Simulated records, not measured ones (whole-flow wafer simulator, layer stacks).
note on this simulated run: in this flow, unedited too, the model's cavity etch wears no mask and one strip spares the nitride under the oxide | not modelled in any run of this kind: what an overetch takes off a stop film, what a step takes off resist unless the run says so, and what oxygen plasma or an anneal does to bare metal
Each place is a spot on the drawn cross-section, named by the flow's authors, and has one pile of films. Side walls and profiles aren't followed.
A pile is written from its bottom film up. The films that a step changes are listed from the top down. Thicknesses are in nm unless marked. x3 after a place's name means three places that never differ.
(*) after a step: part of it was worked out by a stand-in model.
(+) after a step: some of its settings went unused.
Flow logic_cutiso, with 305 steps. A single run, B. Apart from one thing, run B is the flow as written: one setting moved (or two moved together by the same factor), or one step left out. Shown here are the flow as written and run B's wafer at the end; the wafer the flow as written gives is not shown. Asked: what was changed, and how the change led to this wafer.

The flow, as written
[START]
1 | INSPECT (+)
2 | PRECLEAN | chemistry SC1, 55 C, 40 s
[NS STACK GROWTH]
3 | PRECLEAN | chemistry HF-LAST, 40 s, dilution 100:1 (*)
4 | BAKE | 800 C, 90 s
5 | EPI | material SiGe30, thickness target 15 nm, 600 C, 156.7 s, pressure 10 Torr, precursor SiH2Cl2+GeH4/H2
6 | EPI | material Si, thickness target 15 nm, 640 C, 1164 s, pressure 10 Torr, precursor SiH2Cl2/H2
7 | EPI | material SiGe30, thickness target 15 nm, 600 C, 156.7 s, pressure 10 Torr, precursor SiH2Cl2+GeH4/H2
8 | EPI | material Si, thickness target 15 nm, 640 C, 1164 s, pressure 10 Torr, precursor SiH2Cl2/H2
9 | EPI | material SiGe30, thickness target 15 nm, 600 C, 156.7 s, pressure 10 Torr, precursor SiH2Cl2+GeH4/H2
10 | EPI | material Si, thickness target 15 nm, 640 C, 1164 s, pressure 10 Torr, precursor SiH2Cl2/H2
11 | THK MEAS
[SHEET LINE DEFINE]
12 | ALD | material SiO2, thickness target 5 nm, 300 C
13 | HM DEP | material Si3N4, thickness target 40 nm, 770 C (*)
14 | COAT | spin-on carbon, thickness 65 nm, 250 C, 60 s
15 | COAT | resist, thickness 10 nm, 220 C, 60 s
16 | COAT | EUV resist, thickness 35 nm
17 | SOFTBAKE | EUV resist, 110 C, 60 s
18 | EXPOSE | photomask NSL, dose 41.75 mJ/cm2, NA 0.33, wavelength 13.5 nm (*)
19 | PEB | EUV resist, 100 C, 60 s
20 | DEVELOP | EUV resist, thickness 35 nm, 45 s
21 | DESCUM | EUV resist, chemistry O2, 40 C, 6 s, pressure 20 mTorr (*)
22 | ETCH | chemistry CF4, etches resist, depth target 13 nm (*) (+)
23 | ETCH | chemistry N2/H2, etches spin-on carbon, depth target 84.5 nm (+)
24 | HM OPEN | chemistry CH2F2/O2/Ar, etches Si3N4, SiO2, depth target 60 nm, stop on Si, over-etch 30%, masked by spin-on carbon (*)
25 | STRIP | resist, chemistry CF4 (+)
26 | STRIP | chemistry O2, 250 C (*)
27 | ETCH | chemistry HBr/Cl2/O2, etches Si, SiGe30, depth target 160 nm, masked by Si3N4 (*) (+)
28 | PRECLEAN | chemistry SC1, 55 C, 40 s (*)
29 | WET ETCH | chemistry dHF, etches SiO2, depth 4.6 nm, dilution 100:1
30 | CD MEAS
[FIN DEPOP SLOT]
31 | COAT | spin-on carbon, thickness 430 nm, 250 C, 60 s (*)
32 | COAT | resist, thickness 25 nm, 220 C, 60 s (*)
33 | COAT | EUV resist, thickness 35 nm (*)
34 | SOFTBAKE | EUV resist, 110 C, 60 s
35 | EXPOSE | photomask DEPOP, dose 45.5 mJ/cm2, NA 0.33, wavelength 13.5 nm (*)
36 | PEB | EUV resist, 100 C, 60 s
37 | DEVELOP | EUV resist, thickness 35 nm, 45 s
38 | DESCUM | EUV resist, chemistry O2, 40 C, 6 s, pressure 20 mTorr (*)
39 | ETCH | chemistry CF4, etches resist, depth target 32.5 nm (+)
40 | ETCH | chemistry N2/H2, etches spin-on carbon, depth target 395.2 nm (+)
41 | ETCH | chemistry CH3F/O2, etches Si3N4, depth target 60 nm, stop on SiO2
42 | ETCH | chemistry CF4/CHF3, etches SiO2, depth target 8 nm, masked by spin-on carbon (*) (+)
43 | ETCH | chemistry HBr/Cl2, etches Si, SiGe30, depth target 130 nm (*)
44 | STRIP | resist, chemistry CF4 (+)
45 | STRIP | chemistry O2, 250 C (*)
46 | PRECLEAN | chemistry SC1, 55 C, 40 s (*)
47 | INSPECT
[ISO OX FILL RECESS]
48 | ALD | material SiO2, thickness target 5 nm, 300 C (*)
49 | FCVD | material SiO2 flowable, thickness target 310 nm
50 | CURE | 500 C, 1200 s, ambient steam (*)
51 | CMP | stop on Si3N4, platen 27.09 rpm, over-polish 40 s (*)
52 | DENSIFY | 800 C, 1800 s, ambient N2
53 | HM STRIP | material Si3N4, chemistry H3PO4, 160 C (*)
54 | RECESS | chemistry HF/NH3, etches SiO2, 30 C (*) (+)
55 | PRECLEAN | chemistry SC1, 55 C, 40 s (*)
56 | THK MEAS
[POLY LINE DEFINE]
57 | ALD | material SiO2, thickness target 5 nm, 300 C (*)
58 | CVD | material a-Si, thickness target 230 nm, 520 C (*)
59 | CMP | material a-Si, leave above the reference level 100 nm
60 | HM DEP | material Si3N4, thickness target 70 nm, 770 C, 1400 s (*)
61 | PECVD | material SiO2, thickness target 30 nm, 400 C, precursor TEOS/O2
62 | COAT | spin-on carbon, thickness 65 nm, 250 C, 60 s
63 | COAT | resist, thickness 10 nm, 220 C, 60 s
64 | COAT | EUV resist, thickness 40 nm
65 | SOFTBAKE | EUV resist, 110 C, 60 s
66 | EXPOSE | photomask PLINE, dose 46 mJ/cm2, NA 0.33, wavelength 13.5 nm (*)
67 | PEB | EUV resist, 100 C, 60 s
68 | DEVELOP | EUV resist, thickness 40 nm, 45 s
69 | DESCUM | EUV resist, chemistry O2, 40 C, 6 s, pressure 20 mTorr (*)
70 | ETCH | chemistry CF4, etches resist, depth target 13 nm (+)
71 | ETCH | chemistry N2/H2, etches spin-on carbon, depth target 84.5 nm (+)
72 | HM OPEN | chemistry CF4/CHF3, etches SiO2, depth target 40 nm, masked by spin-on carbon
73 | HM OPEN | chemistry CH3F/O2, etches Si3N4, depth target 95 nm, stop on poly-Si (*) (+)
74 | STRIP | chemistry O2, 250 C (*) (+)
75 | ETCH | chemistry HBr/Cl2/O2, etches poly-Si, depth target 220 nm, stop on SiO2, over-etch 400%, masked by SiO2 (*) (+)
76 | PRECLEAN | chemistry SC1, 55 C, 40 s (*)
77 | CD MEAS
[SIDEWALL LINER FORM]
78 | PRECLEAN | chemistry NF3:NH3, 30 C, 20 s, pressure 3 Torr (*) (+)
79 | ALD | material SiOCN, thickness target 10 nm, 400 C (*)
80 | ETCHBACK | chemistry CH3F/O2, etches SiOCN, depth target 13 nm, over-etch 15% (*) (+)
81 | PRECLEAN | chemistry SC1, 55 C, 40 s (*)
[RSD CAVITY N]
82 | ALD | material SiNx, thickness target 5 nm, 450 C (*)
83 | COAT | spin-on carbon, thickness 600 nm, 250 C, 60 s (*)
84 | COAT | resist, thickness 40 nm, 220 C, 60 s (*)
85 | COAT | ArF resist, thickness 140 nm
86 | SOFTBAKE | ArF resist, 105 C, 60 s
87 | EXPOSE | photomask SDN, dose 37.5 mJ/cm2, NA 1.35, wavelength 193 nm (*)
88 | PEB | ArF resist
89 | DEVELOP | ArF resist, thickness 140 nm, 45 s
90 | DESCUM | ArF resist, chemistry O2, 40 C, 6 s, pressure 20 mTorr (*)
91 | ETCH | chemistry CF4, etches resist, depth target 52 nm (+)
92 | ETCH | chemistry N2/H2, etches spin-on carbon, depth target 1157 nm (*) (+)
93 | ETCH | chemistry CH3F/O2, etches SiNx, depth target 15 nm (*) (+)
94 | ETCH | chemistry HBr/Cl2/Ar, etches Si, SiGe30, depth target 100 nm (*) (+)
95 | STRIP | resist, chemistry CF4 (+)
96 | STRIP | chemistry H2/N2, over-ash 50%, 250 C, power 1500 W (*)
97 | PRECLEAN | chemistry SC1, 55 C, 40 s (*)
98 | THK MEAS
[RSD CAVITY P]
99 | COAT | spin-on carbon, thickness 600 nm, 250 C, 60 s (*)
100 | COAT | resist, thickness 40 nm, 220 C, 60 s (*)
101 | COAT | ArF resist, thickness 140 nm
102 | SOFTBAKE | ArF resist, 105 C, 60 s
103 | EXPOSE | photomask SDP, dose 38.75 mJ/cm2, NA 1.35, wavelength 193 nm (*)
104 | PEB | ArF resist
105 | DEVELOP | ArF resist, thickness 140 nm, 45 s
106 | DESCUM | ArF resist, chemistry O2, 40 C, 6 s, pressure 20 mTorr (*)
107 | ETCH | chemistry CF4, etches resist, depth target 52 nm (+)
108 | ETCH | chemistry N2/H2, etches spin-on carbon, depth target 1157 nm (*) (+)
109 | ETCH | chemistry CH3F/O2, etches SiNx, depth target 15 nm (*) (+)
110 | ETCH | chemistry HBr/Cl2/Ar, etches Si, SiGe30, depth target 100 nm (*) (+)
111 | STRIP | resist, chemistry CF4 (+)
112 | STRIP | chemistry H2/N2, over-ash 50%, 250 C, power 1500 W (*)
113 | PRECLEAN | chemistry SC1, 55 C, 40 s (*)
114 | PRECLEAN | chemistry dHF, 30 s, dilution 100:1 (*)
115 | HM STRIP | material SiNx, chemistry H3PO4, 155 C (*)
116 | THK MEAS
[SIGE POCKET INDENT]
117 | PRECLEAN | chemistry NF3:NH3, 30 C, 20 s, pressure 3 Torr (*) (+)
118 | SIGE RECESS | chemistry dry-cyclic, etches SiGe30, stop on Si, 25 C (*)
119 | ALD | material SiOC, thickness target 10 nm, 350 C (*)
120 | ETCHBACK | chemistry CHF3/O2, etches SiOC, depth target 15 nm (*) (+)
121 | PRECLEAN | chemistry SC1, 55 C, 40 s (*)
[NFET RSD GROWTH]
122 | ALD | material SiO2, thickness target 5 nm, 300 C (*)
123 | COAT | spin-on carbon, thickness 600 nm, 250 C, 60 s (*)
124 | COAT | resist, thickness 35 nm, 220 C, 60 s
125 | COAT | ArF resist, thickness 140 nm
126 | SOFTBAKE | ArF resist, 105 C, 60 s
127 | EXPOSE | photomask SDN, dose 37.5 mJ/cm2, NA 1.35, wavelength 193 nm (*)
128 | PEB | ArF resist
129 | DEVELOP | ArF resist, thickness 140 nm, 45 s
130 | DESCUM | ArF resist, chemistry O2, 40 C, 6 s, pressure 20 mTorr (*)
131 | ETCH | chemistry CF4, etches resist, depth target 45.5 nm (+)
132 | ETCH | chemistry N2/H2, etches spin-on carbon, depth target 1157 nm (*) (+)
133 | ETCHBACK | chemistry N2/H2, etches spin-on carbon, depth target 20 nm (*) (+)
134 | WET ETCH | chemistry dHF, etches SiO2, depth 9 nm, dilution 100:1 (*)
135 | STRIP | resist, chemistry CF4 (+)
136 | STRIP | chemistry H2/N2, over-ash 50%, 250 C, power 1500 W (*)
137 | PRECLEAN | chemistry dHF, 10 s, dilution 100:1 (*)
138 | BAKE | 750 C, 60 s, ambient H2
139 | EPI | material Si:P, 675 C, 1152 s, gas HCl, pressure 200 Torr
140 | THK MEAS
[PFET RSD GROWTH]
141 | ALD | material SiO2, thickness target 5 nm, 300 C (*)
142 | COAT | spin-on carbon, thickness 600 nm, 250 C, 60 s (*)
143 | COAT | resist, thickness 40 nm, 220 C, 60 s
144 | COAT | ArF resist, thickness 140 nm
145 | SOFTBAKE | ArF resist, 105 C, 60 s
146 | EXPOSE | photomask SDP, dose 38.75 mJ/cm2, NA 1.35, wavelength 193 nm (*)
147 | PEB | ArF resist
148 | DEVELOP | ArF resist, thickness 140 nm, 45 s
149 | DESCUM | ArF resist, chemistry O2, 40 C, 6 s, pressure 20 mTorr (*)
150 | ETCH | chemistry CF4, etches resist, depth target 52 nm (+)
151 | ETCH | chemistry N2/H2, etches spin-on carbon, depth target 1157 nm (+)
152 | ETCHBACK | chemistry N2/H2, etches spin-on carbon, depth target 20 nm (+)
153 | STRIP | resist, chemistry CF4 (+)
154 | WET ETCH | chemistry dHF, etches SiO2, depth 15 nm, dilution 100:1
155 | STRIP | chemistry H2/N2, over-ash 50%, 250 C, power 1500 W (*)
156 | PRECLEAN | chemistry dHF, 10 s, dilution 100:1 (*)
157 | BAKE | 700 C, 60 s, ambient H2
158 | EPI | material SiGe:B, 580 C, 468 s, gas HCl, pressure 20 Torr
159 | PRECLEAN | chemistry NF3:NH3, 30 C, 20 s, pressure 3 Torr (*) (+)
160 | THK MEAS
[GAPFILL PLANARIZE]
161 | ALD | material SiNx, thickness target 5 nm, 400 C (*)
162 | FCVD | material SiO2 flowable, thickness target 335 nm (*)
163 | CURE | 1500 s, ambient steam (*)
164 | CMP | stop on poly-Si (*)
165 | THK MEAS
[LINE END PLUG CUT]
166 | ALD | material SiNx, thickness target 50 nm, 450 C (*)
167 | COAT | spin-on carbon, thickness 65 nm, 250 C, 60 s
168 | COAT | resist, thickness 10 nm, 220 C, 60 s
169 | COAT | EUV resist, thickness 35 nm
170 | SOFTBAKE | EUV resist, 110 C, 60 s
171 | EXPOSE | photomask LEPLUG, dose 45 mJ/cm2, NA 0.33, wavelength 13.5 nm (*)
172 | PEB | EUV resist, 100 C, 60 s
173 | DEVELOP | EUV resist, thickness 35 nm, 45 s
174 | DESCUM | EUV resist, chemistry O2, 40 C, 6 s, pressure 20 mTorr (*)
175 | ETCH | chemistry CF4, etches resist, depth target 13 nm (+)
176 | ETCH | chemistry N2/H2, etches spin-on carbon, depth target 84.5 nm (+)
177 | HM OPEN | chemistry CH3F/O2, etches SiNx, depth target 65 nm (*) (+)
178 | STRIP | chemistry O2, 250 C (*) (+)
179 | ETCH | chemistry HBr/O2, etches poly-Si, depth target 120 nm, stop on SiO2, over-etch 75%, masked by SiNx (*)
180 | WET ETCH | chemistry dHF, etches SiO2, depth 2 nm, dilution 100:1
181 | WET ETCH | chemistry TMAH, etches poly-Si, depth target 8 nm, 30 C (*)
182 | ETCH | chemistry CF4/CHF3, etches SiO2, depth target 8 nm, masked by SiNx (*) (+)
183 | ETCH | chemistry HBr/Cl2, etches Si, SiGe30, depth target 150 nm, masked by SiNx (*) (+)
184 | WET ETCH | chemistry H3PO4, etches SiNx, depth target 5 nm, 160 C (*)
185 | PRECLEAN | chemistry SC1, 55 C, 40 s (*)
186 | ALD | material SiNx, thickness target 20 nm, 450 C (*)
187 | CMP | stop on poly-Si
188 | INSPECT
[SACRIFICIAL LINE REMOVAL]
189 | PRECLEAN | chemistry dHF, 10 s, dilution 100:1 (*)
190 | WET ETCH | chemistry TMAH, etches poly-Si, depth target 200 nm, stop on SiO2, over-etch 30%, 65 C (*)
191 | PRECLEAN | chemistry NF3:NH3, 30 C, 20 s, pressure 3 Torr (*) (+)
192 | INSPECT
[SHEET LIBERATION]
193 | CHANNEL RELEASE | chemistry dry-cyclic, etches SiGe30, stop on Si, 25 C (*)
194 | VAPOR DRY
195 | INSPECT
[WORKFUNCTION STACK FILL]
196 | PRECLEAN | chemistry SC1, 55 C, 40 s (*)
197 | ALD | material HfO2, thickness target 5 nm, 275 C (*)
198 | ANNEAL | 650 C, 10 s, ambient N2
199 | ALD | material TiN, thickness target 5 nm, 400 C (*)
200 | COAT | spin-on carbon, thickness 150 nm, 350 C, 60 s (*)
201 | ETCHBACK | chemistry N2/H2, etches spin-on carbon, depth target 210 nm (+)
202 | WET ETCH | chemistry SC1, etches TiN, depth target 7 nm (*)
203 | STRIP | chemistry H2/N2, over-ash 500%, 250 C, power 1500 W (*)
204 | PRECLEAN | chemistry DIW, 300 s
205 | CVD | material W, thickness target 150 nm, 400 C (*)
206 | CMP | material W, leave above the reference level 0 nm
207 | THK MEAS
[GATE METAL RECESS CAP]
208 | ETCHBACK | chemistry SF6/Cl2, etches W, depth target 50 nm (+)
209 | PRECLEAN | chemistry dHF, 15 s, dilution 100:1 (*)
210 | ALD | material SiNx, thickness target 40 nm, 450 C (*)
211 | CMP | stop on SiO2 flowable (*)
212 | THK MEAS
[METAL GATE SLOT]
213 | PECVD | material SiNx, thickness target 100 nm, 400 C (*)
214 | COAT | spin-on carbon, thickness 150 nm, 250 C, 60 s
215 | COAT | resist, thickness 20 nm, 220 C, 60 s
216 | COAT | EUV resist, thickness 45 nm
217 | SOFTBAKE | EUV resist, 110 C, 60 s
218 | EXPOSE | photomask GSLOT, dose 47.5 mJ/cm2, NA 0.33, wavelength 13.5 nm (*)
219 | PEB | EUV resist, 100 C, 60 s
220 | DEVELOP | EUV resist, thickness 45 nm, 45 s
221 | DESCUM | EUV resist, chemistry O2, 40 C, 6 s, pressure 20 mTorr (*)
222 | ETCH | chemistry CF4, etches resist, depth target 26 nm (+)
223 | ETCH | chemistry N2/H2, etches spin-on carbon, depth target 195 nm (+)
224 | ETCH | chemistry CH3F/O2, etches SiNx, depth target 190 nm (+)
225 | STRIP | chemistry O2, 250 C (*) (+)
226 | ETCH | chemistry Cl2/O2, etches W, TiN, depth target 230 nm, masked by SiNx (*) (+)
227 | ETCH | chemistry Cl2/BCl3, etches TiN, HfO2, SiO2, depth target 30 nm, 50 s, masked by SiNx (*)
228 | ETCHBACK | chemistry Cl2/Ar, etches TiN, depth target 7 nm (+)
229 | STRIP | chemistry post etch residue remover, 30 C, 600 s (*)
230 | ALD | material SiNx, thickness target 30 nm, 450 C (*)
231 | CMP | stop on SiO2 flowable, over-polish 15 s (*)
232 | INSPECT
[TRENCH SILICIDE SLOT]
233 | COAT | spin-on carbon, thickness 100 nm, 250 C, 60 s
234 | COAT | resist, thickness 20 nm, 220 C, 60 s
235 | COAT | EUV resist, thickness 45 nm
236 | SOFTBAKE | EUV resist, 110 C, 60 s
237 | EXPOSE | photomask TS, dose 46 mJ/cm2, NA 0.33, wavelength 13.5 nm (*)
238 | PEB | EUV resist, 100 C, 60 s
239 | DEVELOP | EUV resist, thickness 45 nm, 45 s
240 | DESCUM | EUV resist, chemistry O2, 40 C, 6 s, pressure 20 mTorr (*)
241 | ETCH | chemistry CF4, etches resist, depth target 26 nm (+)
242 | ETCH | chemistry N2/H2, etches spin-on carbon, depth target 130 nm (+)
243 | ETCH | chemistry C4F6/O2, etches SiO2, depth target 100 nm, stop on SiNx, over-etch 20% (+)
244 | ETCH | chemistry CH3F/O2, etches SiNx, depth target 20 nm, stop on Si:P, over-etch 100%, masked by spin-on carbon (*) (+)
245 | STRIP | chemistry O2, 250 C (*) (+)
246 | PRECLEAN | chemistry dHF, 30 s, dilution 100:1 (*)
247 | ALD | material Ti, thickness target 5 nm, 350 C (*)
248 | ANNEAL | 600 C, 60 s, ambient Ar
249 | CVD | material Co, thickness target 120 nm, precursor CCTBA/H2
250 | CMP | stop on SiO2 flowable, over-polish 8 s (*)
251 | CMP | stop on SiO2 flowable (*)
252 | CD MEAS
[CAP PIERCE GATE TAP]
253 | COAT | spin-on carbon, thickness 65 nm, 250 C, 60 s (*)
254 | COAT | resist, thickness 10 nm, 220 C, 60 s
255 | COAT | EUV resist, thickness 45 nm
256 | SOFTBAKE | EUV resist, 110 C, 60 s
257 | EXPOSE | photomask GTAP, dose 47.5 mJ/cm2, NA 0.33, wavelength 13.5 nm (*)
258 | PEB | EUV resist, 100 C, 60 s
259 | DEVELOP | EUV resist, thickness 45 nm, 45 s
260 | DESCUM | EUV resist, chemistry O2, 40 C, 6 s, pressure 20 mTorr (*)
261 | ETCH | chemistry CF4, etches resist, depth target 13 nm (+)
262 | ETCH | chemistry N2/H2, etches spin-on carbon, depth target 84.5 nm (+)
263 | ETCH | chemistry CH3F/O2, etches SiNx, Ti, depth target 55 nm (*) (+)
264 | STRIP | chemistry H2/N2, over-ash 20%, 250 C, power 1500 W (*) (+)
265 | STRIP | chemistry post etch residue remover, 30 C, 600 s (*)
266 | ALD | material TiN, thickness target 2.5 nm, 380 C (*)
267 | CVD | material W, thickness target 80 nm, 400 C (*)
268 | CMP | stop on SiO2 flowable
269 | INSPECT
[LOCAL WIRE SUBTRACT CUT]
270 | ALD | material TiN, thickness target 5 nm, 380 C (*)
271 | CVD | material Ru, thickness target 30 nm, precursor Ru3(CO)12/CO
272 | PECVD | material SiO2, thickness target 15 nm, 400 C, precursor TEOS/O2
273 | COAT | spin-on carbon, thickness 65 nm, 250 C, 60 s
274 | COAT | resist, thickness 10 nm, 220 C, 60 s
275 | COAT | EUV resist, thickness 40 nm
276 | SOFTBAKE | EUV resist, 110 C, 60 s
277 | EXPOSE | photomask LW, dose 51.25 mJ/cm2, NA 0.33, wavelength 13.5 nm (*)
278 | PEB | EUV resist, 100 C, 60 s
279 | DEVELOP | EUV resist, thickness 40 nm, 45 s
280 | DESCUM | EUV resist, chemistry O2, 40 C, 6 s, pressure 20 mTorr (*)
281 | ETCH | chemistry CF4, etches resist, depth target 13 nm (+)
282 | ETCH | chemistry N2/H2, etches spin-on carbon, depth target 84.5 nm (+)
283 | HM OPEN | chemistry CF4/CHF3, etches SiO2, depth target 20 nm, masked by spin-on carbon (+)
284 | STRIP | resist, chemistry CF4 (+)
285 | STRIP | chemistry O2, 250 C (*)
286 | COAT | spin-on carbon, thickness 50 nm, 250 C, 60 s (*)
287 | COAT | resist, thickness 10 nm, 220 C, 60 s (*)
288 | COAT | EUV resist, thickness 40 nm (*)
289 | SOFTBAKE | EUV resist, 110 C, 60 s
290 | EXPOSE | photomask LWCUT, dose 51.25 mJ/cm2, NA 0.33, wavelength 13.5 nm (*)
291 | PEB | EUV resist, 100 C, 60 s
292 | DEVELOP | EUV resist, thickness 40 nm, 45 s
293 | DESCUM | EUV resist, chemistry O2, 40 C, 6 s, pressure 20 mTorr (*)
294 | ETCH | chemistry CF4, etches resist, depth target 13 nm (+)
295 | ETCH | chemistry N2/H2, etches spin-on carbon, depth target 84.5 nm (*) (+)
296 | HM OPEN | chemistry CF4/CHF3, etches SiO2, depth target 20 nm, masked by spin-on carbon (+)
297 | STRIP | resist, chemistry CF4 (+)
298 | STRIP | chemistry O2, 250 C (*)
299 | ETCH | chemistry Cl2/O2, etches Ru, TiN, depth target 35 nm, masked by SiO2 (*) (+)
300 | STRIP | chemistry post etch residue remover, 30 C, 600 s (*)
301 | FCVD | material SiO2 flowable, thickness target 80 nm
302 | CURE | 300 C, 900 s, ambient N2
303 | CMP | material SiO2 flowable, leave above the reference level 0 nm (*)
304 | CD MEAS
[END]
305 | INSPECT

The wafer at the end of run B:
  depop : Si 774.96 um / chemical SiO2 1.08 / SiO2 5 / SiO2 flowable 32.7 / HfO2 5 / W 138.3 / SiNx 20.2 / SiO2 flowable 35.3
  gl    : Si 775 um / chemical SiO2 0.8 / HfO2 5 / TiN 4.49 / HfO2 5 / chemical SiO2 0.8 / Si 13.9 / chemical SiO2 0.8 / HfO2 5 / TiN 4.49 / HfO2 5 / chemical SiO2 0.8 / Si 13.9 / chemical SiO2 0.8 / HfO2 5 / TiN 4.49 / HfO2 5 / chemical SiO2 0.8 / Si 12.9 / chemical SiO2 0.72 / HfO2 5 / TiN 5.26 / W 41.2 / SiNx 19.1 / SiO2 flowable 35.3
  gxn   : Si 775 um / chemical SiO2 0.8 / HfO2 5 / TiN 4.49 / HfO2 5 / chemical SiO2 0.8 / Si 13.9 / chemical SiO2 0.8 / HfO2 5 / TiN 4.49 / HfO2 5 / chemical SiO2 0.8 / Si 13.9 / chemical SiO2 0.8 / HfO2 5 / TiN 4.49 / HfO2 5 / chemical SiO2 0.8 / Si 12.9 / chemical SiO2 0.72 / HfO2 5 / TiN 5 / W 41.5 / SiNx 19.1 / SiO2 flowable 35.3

Cause: step 208, ETCHBACK: depth target 40 nm was run, while the flow as written has depth target 50 nm.

Step by step, how the change led to this:
  208 | ETCHBACK | chemistry SF6/Cl2, etches W, depth target 50 nm (+)
      depop, dpovl, gfld and 9 more: W loses 40 (in the flow as written it would be: W loses 50)
      iso, rsdn, rsdp, rsdw, rsdx: SiO2 flowable loses 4 (in the flow as written it would be: SiO2 flowable loses 5)
      (also at 5 further places)
  210 | ALD | material SiNx, thickness target 40 nm, 450 C (*)
      gfld, gl, glp, gxf, gxn, gxp, tap: SiNx gains 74 (new film) (in the flow as written it would be: SiNx gains 82.6 (new film))
      plug: SiNx gains 41.5 (in the flow as written it would be: SiNx gains 42.5)
  211 | CMP | stop on SiO2 flowable (*)
      depop, dpovl, isow, ns, nsgap: SiNx loses 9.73 (in the flow as written it would be: SiNx loses 0.61)
      lnr, lnri, lnrp, lnrt: SiNx loses 40 (all of it), SiOCN loses 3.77 (in the flow as written it would be: SiNx loses 40 (all of it), SiOCN loses 3.22)
  224 | ETCH | chemistry CH3F/O2, etches SiNx, depth target 190 nm (+)
      gfld: SiNx loses 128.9 (all of it), W loses 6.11 (in the flow as written it would be: SiNx loses 138.1 (all of it), W loses 5.19)
  226 | ETCH | chemistry Cl2/O2, etches W, TiN, depth target 230 nm, masked by SiNx (*) (+)
      depop, dpovl, gl and 18 more: SiNx loses 33 (in the flow as written it would be: SiNx loses 30.8)
      gfld: W loses 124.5 (all of it), TiN loses 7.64 (all of it), HfO2 loses 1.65 (in the flow as written it would be: W loses 115.4 (all of it), TiN loses 7.64 (all of it), HfO2 loses 1.54)
  231 | CMP | stop on SiO2 flowable, over-polish 15 s (*)
      depop, dpovl, gl and 9 more: SiNx loses 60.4 (in the flow as written it would be: SiNx loses 62.7)
      lnr, lnri, lnrp, lnrt: SiNx loses 58.7 (all of it), SiOCN loses 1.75 (in the flow as written it would be: SiNx loses 61 (all of it), SiOCN loses 1.75)
      (also at 6 further places)
  263 | ETCH | chemistry CH3F/O2, etches SiNx, Ti, depth target 55 nm (*) (+)
      glp, lnrp, lnrt, plug, rsdn, rsdp, rsdw: resist loses 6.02 (all of it) (in the flow as written it would be: resist loses 6.02 (all of it), spin-on carbon loses 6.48)
      depop, dpovl, gl, isow, ns, nsgap: resist loses 6.03 (all of it) (in the flow as written it would be: resist loses 6.03 (all of it), spin-on carbon loses 6.46)
      (also at 9 further places)
  264 | STRIP | chemistry H2/N2, over-ash 20%, 250 C, power 1500 W (*) (+)
      gfld, gl, glp and 11 more: spin-on carbon loses 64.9 (all of it) (in the flow as written it would be: spin-on carbon loses 58.4 (all of it))
      depop, dpovl, isow, ns, nsgap: spin-on carbon loses 65 (all of it) (in the flow as written it would be: spin-on carbon loses 58.5 (all of it))
      (also at 2 further places)
  267 | CVD | material W, thickness target 80 nm, 400 C (*)
      tap: W gains 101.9 (new film) (in the flow as written it would be: W gains 111.4 (new film))
